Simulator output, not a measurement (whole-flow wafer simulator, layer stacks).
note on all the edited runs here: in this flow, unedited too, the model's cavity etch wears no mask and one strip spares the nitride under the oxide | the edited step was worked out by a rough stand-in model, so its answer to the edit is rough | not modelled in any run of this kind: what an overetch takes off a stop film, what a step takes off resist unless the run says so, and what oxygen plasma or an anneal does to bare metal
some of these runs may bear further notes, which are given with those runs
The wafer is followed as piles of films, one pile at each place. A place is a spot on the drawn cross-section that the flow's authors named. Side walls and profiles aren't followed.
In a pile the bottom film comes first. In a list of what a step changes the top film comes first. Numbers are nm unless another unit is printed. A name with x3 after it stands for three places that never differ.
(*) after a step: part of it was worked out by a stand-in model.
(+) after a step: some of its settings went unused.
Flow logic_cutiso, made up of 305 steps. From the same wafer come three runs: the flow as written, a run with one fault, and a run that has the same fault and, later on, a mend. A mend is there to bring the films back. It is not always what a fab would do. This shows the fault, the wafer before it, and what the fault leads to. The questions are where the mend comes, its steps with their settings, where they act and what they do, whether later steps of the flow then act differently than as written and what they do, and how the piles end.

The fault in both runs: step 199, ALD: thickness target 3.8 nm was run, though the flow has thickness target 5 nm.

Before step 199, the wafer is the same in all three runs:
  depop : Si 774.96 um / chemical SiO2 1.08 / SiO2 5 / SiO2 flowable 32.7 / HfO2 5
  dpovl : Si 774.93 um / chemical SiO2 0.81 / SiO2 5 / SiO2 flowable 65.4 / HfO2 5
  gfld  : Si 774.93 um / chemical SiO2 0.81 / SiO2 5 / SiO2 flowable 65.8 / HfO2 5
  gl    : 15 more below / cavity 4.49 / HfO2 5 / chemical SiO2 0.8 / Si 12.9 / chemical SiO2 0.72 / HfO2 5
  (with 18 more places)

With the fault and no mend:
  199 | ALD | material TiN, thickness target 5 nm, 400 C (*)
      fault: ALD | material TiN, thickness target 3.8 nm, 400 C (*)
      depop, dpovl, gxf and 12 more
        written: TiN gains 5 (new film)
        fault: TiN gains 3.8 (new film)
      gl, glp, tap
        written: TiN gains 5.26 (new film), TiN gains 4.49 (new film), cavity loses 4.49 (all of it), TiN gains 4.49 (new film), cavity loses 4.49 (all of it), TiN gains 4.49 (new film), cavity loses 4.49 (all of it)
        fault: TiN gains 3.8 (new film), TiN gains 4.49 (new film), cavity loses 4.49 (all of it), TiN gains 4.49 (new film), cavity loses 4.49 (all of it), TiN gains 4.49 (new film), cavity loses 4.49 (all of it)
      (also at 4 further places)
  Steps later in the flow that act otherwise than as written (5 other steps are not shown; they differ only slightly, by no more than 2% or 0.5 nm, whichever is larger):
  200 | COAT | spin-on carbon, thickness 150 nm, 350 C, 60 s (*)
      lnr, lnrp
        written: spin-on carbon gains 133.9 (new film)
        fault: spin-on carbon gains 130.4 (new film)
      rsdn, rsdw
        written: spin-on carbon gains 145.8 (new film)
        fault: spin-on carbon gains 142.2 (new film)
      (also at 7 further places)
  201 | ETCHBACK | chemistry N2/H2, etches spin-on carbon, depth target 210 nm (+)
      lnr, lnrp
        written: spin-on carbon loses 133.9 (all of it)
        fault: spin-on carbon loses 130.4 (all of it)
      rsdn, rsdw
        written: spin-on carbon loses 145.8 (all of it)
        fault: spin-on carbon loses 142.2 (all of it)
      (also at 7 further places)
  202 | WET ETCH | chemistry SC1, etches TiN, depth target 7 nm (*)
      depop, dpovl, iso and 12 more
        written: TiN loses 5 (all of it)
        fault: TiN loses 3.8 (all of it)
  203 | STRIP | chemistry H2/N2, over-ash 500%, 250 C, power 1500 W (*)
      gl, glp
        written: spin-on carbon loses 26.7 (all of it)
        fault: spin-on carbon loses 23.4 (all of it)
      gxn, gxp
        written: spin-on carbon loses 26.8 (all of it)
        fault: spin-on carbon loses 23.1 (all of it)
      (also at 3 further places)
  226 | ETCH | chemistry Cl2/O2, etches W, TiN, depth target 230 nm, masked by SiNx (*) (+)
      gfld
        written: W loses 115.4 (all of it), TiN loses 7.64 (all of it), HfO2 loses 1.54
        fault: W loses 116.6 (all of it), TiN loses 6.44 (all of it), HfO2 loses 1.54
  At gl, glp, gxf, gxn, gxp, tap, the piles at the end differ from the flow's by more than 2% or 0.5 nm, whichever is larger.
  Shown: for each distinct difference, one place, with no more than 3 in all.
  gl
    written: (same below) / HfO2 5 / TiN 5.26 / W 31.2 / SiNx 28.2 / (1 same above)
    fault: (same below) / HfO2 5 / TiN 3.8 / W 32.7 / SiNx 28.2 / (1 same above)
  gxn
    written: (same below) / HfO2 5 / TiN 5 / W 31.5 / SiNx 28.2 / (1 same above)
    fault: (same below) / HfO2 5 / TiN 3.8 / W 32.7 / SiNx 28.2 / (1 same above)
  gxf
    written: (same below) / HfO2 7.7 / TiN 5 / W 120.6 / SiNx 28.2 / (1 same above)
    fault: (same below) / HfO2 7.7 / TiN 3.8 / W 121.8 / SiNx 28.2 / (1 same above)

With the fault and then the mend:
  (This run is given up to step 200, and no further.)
  After step 199 comes the mend.
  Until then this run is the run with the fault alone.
  199a | ALD | material TiN, thickness target 1.2 nm, 400 C (*) (the flow's step 199 again, with other settings)
      depop, dpovl, gfld and 19 more
        TiN gains 1.2
  Later steps of the flow up to step 200 that are run all act as written at every place that is followed, up to a difference of at most 2% or 0.5 nm, whichever is larger.
  The piles after step 200 are only slightly different from the flow's at the places that both follow, by no more than 2% or 0.5 nm, whichever is larger.
